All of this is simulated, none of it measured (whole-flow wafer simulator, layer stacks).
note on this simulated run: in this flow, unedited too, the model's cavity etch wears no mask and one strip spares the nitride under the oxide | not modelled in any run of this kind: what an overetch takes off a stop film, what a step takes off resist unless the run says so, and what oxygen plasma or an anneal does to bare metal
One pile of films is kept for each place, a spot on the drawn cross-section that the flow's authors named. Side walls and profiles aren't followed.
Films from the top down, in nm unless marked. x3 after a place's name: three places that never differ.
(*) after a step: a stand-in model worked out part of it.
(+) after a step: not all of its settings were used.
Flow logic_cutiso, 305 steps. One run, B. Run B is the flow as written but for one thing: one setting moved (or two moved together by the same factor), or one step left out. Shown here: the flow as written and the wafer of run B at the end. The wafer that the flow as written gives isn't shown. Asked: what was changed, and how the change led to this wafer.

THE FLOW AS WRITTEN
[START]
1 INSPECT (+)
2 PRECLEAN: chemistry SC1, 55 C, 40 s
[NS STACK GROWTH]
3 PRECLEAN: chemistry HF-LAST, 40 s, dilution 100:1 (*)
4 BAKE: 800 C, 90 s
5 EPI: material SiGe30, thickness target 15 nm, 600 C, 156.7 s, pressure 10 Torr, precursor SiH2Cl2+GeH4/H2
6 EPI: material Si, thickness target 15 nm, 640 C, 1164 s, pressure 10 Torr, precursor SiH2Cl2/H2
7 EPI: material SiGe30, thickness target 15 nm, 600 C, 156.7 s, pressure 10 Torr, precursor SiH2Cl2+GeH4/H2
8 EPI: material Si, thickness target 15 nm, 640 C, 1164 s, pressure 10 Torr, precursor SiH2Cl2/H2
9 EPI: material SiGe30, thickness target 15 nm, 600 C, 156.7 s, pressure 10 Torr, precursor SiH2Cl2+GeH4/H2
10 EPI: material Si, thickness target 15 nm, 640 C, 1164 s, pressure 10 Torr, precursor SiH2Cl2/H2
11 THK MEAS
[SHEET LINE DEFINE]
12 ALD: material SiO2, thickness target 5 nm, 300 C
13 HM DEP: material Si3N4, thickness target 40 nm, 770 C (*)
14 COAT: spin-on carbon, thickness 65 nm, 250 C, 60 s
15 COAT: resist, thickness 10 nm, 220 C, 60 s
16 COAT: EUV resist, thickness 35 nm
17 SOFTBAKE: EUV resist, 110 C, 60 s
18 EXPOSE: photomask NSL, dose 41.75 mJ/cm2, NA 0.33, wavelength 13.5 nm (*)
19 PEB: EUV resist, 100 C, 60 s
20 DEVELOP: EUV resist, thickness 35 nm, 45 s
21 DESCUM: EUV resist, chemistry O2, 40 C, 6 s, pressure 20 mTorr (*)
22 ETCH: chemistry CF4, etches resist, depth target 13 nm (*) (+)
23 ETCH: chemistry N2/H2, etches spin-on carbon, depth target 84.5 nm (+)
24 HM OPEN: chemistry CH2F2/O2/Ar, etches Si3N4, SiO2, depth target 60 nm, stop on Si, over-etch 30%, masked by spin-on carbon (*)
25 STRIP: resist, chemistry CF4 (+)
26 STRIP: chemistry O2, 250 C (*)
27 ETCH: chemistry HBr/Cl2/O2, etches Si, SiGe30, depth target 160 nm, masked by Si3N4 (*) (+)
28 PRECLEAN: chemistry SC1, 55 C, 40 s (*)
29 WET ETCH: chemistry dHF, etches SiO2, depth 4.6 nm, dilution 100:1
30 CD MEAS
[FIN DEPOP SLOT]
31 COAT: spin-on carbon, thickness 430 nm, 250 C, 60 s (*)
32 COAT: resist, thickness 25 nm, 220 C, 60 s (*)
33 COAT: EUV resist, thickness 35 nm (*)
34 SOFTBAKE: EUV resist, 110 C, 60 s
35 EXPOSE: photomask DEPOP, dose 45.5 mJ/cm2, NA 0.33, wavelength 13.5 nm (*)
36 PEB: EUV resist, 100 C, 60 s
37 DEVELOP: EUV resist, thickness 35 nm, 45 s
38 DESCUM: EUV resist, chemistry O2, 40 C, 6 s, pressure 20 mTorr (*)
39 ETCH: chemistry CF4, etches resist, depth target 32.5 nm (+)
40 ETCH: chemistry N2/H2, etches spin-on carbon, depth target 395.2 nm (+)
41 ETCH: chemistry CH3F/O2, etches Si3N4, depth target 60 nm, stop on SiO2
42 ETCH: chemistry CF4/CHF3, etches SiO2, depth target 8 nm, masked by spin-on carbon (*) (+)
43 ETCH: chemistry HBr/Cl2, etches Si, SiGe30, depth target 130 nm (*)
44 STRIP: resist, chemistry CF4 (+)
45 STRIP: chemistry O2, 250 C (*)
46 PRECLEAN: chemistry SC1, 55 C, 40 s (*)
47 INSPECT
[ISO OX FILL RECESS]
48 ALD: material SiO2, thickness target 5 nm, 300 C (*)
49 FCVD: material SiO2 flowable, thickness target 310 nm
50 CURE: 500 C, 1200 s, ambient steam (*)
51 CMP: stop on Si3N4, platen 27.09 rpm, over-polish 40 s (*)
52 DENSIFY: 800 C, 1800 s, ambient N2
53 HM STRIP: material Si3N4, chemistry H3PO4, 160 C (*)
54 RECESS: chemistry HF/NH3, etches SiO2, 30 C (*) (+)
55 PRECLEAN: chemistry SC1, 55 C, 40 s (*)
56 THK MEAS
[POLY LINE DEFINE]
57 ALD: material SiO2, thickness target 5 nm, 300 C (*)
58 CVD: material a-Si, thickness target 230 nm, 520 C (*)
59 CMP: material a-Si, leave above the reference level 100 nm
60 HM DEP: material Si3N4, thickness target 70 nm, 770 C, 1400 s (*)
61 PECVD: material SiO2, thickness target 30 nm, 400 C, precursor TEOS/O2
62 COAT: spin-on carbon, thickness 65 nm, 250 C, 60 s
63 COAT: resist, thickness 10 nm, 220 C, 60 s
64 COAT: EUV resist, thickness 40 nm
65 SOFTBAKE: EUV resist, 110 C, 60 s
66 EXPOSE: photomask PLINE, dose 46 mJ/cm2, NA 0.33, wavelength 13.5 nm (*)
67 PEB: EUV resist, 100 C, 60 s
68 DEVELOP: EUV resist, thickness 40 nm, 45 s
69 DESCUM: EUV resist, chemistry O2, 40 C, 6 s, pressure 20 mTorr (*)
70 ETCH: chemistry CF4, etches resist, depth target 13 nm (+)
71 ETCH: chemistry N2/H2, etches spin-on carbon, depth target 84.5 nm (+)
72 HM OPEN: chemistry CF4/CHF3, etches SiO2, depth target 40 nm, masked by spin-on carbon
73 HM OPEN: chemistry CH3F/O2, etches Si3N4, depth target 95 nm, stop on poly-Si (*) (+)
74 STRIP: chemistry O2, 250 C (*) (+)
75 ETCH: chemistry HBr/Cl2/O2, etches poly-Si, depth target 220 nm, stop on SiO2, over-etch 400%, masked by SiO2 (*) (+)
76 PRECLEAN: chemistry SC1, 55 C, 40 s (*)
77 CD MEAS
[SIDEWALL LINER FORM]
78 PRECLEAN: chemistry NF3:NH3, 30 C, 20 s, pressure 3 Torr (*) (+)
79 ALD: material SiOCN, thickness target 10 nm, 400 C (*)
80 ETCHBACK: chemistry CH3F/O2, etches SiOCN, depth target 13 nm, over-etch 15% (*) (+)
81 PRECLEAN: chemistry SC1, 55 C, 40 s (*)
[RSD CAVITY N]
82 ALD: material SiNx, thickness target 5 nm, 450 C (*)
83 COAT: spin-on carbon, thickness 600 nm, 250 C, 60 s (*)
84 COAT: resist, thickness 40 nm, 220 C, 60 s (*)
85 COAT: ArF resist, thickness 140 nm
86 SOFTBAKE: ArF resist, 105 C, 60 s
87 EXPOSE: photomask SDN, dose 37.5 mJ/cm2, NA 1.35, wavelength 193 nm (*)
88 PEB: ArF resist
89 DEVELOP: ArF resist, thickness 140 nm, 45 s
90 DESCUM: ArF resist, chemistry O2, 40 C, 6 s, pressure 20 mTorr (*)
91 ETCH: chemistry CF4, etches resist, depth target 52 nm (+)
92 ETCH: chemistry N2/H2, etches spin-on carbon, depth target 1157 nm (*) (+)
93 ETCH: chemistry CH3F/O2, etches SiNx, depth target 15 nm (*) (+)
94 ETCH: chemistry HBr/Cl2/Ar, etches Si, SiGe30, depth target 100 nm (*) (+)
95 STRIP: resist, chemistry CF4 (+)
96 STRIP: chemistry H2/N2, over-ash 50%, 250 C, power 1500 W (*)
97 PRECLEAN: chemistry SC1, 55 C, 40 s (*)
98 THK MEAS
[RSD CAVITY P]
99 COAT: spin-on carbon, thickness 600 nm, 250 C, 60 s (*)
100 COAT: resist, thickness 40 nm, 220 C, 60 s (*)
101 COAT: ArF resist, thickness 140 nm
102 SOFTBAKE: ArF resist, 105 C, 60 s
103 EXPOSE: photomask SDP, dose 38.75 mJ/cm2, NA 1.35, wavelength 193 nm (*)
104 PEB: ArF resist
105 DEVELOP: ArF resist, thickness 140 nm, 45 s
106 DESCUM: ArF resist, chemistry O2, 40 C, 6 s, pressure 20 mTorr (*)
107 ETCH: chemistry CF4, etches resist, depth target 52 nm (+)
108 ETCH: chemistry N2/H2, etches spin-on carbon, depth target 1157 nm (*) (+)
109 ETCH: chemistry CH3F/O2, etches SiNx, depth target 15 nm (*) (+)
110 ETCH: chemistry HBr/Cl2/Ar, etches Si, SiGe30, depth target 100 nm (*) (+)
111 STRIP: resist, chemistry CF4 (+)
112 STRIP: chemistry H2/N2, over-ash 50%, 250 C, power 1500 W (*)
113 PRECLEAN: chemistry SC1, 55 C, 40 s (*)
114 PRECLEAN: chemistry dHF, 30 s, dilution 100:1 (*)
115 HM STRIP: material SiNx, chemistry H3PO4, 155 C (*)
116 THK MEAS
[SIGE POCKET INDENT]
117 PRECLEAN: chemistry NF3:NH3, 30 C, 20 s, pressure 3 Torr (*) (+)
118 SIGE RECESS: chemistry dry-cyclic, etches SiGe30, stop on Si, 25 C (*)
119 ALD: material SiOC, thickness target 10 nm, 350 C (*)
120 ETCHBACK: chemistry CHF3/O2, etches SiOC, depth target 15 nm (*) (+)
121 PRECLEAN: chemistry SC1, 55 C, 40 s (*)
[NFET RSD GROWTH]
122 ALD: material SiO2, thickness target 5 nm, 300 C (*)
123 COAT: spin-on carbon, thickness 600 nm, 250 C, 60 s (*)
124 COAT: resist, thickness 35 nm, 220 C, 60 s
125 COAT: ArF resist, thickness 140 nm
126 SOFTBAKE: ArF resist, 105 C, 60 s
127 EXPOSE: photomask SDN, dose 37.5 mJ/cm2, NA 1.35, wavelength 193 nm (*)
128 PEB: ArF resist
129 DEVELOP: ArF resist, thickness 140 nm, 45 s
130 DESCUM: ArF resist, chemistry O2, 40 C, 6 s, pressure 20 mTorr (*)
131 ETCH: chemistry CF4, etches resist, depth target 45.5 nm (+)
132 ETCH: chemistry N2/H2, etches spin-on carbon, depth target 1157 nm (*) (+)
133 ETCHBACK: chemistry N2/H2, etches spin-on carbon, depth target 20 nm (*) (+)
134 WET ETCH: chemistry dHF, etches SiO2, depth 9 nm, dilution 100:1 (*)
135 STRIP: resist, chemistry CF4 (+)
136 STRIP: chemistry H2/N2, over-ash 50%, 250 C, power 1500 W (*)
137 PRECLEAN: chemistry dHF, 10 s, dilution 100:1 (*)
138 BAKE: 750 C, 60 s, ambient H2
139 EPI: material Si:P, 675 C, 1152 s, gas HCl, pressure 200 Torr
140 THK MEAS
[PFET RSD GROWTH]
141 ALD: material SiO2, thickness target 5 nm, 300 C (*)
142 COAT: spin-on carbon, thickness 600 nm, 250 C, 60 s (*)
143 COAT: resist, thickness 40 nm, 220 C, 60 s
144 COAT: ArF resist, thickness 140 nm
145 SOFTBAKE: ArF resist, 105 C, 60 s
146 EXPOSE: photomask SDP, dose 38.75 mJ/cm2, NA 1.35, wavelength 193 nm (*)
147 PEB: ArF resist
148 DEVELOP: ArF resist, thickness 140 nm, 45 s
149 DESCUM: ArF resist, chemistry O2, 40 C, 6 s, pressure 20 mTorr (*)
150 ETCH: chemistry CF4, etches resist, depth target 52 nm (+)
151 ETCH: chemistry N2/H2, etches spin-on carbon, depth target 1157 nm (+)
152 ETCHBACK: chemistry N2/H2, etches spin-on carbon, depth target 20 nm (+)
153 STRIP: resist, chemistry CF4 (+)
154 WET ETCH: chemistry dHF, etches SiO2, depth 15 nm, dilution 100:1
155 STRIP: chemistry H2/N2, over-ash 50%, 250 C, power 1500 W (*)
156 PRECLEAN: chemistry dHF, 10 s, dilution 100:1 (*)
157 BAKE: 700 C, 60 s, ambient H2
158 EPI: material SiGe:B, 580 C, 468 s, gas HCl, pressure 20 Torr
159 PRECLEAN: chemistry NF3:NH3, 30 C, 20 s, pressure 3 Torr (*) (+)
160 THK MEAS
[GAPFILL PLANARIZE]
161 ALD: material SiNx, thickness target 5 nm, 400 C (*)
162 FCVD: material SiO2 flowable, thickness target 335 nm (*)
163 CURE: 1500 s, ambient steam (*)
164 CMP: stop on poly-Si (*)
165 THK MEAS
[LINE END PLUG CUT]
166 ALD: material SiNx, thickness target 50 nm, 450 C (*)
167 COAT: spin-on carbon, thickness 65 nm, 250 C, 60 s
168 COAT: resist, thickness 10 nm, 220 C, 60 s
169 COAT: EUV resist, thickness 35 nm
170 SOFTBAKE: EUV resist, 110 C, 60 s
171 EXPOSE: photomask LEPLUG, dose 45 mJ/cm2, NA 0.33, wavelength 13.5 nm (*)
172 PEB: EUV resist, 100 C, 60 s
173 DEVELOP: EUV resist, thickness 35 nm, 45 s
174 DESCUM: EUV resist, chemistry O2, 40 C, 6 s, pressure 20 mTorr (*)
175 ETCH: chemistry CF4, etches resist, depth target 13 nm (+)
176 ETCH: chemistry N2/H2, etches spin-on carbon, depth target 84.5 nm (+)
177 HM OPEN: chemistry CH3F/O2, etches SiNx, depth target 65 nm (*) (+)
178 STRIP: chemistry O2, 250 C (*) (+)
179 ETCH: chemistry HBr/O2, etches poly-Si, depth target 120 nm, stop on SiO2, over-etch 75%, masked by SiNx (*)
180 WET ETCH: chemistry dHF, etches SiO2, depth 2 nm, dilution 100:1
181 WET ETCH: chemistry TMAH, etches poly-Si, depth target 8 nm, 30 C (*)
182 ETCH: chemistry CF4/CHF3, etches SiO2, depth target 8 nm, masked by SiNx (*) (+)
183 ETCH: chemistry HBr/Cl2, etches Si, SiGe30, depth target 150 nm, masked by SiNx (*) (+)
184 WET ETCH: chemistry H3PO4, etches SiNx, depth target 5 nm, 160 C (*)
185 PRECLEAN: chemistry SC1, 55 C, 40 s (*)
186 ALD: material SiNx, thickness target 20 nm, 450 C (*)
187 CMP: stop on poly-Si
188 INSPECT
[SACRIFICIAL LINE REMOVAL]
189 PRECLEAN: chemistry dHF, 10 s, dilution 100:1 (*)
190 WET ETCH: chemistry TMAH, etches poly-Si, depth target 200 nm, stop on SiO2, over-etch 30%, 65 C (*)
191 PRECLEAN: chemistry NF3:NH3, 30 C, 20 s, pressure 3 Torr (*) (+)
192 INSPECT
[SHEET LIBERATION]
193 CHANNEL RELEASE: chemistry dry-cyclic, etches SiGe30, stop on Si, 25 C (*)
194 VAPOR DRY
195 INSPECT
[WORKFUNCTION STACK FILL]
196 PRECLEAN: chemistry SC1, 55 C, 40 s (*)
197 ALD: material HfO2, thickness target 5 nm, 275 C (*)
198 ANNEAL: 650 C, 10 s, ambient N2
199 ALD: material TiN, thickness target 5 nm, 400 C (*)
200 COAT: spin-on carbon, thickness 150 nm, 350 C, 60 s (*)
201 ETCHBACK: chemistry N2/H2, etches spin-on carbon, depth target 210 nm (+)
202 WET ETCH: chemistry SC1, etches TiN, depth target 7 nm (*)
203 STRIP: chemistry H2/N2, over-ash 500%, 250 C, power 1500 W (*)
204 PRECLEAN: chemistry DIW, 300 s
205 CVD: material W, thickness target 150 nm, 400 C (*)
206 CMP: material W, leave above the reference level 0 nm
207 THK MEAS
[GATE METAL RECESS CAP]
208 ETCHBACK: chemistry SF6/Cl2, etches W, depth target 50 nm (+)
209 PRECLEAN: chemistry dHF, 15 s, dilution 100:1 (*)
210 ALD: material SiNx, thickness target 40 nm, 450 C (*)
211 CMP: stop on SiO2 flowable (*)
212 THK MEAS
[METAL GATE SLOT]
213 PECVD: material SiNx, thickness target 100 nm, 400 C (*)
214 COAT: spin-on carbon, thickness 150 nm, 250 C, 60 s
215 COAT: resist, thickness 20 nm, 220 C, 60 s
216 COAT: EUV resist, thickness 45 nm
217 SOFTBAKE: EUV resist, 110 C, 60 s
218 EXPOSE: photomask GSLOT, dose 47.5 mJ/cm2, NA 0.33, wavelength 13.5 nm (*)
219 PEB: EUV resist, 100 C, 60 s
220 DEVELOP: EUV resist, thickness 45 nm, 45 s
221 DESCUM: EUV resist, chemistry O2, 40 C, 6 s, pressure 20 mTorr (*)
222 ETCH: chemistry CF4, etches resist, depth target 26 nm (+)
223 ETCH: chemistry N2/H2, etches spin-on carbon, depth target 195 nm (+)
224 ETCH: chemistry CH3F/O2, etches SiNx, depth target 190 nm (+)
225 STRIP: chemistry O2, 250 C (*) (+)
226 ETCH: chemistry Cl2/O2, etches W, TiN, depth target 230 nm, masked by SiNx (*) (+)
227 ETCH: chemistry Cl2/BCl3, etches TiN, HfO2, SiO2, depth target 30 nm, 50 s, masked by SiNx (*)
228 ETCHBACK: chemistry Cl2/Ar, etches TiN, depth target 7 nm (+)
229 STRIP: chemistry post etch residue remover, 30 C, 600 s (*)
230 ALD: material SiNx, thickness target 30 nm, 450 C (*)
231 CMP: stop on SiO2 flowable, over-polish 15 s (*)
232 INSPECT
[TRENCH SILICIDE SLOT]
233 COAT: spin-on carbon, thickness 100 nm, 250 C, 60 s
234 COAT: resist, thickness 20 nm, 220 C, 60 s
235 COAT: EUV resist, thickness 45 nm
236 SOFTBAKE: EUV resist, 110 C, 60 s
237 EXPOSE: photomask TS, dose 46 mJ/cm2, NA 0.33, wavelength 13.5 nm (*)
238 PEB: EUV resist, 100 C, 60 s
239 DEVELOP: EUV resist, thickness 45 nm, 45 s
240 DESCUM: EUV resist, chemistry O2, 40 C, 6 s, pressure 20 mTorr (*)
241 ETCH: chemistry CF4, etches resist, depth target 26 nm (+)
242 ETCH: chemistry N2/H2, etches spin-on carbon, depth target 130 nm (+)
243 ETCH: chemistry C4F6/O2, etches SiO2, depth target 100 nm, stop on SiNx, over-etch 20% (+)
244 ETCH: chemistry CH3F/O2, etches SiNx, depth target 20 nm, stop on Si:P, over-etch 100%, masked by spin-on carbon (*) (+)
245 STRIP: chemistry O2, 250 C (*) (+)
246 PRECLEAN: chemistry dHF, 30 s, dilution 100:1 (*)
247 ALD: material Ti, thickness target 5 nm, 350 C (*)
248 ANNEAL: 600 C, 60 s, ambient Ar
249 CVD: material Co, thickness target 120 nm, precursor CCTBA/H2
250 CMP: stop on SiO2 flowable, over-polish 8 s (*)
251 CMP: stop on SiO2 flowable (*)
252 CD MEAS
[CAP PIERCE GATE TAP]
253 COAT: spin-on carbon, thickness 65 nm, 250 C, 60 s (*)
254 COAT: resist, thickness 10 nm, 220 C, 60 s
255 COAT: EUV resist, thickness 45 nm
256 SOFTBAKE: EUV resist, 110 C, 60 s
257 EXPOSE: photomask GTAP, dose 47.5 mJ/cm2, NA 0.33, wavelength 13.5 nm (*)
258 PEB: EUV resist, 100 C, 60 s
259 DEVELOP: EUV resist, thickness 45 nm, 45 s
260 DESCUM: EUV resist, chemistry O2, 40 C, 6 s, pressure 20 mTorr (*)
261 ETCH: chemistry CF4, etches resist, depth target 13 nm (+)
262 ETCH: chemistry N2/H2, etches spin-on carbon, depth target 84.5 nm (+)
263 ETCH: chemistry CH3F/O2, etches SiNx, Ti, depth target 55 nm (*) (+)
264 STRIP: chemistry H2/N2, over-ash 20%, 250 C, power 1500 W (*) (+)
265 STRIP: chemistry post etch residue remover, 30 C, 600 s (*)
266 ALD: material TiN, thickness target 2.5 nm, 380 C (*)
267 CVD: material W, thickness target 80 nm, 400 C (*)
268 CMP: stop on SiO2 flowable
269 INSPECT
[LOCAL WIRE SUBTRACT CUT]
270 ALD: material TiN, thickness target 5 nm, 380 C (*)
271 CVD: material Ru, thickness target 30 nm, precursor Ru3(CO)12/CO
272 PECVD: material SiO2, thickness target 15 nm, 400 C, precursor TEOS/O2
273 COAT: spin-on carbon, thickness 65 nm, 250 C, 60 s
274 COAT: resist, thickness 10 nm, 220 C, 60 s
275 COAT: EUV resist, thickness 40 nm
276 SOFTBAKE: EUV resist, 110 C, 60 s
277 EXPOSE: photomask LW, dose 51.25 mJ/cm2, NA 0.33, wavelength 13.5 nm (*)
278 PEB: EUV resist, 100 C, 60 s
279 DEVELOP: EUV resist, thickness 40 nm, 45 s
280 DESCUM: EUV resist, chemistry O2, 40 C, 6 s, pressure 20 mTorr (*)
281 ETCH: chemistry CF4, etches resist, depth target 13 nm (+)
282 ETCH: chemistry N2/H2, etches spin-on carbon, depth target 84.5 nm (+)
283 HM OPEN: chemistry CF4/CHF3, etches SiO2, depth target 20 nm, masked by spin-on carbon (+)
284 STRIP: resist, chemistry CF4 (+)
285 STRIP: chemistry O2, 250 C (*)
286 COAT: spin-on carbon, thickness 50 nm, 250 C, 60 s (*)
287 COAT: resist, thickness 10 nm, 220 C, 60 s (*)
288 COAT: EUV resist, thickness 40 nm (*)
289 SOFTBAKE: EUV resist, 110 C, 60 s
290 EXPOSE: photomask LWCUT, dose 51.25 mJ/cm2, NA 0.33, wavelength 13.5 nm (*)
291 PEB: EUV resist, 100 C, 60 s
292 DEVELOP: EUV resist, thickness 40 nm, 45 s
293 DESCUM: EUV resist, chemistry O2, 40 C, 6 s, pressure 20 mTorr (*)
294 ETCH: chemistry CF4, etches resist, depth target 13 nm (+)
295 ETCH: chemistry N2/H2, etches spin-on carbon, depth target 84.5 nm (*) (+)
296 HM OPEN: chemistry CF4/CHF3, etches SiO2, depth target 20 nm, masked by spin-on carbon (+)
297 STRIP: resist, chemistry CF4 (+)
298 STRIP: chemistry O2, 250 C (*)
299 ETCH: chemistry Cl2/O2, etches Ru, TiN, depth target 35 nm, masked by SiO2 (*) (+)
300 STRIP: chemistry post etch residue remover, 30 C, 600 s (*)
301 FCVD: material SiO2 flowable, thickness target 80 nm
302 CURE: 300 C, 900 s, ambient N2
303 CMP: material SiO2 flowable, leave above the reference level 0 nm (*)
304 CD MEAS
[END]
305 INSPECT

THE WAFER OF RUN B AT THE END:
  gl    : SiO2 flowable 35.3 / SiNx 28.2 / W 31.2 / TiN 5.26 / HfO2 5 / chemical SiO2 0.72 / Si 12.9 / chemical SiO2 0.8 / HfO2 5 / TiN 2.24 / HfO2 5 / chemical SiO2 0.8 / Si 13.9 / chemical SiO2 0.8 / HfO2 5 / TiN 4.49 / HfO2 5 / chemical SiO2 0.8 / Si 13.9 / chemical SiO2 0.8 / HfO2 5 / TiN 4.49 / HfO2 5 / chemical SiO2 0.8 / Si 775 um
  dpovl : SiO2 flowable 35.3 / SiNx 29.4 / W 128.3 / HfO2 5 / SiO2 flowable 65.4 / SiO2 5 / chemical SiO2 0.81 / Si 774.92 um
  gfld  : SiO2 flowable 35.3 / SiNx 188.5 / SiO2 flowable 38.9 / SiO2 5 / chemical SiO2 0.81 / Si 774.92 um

The cause: step 9, EPI: thickness target 12.8 nm was run, where the flow has thickness target 15 nm; step 9, EPI: 133.2 s was run, where the flow has 156.7 s.

How the change led to this, step by step:
  9 EPI: material SiGe30, thickness target 15 nm, 600 C, 156.7 s, pressure 10 Torr, precursor SiH2Cl2+GeH4/H2
      depop, dpovl, gfld and 19 more: SiGe30 +12.8 (new film) (as written it would be: SiGe30 +15 (new film))
  27 ETCH: chemistry HBr/Cl2/O2, etches Si, SiGe30, depth target 160 nm, masked by Si3N4 (*) (+)
      gfld, gxf, iso, lnri: chemical SiO2 -0.79 (all of it), Si -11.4 (all of it), SiGe30 -12.8 (all of it), Si -15 (all of it), SiGe30 -15 (all of it), Si -15 (all of it), SiGe30 -15 (all of it), Si -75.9 (as written it would be: chemical SiO2 -0.79 (all of it), Si -11.4 (all of it), SiGe30 -15 (all of it), Si -15 (all of it), SiGe30 -15 (all of it), Si -15 (all of it), SiGe30 -15 (all of it), Si -73.6)
      dpovl, nsgap: chemical SiO2 -0.79 (all of it), Si -11.8 (all of it), SiGe30 -12.8 (all of it), Si -15 (all of it), SiGe30 -15 (all of it), Si -15 (all of it), SiGe30 -15 (all of it), Si -75.5 (as written it would be: chemical SiO2 -0.79 (all of it), Si -11.8 (all of it), SiGe30 -15 (all of it), Si -15 (all of it), SiGe30 -15 (all of it), Si -15 (all of it), SiGe30 -15 (all of it), Si -73.2)
      (and at 1 more place)
  43 ETCH: chemistry HBr/Cl2, etches Si, SiGe30, depth target 130 nm (*)
      depop: Si -14 (all of it), SiGe30 -12.8 (all of it), Si -15 (all of it), SiGe30 -15 (all of it), Si -15 (all of it), SiGe30 -15 (all of it), Si -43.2 (as written it would be: Si -14 (all of it), SiGe30 -15 (all of it), Si -15 (all of it), SiGe30 -15 (all of it), Si -15 (all of it), SiGe30 -15 (all of it), Si -41)
  94 ETCH: chemistry HBr/Cl2/Ar, etches Si, SiGe30, depth target 100 nm (*) (+)
      rsdn, rsdx: chemical SiO2 -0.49 (all of it), Si -12.8 (all of it), SiGe30 -12.8 (all of it), Si -15 (all of it), SiGe30 -15 (all of it), Si -15 (all of it), SiGe30 -15 (all of it), Si -14.4 (as written it would be: chemical SiO2 -0.49 (all of it), Si -12.8 (all of it), SiGe30 -15 (all of it), Si -15 (all of it), SiGe30 -15 (all of it), Si -15 (all of it), SiGe30 -15 (all of it), Si -12.2)
  110 ETCH: chemistry HBr/Cl2/Ar, etches Si, SiGe30, depth target 100 nm (*) (+)
      rsdp, rsdw: chemical SiO2 -0.49 (all of it), Si -12.8 (all of it), SiGe30 -12.8 (all of it), Si -15 (all of it), SiGe30 -15 (all of it), Si -15 (all of it), SiGe30 -15 (all of it), Si -14.4 (as written it would be: chemical SiO2 -0.49 (all of it), Si -12.8 (all of it), SiGe30 -15 (all of it), Si -15 (all of it), SiGe30 -15 (all of it), Si -15 (all of it), SiGe30 -15 (all of it), Si -12.2)
  118 SIGE RECESS: chemistry dry-cyclic, etches SiGe30, stop on Si, 25 C (*)
      lnr, lnrp, lnrt: SiOCN -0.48, Si -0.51, cavity +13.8 (new film), SiGe30 -12.8 (all of it), Si -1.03, cavity +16 (new film), SiGe30 -15 (all of it), Si -1.03, cavity +16 (new film), SiGe30 -15 (all of it), Si -0.51 (as written it would be: SiOCN -0.48, Si -0.51, cavity +16 (new film), SiGe30 -15 (all of it), Si -1.03, cavity +16 (new film), SiGe30 -15 (all of it), Si -1.03, cavity +16 (new film), SiGe30 -15 (all of it), Si -0.51)
  119 ALD: material SiOC, thickness target 10 nm, 350 C (*)
      lnr, lnrp, lnrt: SiOC +10 (new film), SiOC +13.8 (new film), cavity -13.8 (all of it), SiOC +16 (new film), cavity -16 (all of it), SiOC +16 (new film), cavity -16 (all of it) (as written it would be: SiOC +10 (new film), SiOC +16 (new film), cavity -16 (all of it), SiOC +16 (new film), cavity -16 (all of it), SiOC +16 (new film), cavity -16 (all of it))
  183 ETCH: chemistry HBr/Cl2, etches Si, SiGe30, depth target 150 nm, masked by SiNx (*) (+)
      plug: Si -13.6 (all of it), SiGe30 -12.8 (all of it), Si -15 (all of it), SiGe30 -15 (all of it), Si -15 (all of it), SiGe30 -15 (all of it), Si -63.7 (as written it would be: Si -13.6 (all of it), SiGe30 -15 (all of it), Si -15 (all of it), SiGe30 -15 (all of it), Si -15 (all of it), SiGe30 -15 (all of it), Si -61.4)
  193 CHANNEL RELEASE: chemistry dry-cyclic, etches SiGe30, stop on Si, 25 C (*)
      gl, glp, gxn, gxp, ns, tap: chemical SiO2 +0.8 (new film), Si -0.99, chemical SiO2 +0.8 (new film), cavity +12.2 (new film), chemical SiO2 +0.8 (new film), SiGe30 -12.8 (all of it), Si -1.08, chemical SiO2 +0.8 (new film), cavity +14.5 (new film), chemical SiO2 +0.8 (new film), SiGe30 -15 (all of it), Si -1.08, chemical SiO2 +0.8 (new film), cavity +14.5 (new film), chemical SiO2 +0.8 (new film), SiGe30 -15 (all of it), Si -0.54 (as written it would be: chemical SiO2 +0.8 (new film), Si -0.99, chemical SiO2 +0.8 (new film), cavity +14.5 (new film), chemical SiO2 +0.8 (new film), SiGe30 -15 (all of it), Si -1.08, chemical SiO2 +0.8 (new film), cavity +14.5 (new film), chemical SiO2 +0.8 (new film), SiGe30 -15 (all of it), Si -1.08, chemical SiO2 +0.8 (new film), cavity +14.5 (new film), chemical SiO2 +0.8 (new film), SiGe30 -15 (all of it), Si -0.54)
  199 ALD: material TiN, thickness target 5 nm, 400 C (*)
      gl, glp, tap: TiN +5.26 (new film), TiN +2.24 (new film), cavity -2.24 (all of it), TiN +4.49 (new film), cavity -4.49 (all of it), TiN +4.49 (new film), cavity -4.49 (all of it) (as written it would be: TiN +5.26 (new film), TiN +4.49 (new film), cavity -4.49 (all of it), TiN +4.49 (new film), cavity -4.49 (all of it), TiN +4.49 (new film), cavity -4.49 (all of it))
      gxn, gxp, ns: TiN +5 (new film), TiN +2.24 (new film), cavity -2.24 (all of it), TiN +4.49 (new film), cavity -4.49 (all of it), TiN +4.49 (new film), cavity -4.49 (all of it) (as written it would be: TiN +5 (new film), TiN +4.49 (new film), cavity -4.49 (all of it), TiN +4.49 (new film), cavity -4.49 (all of it), TiN +4.49 (new film), cavity -4.49 (all of it))
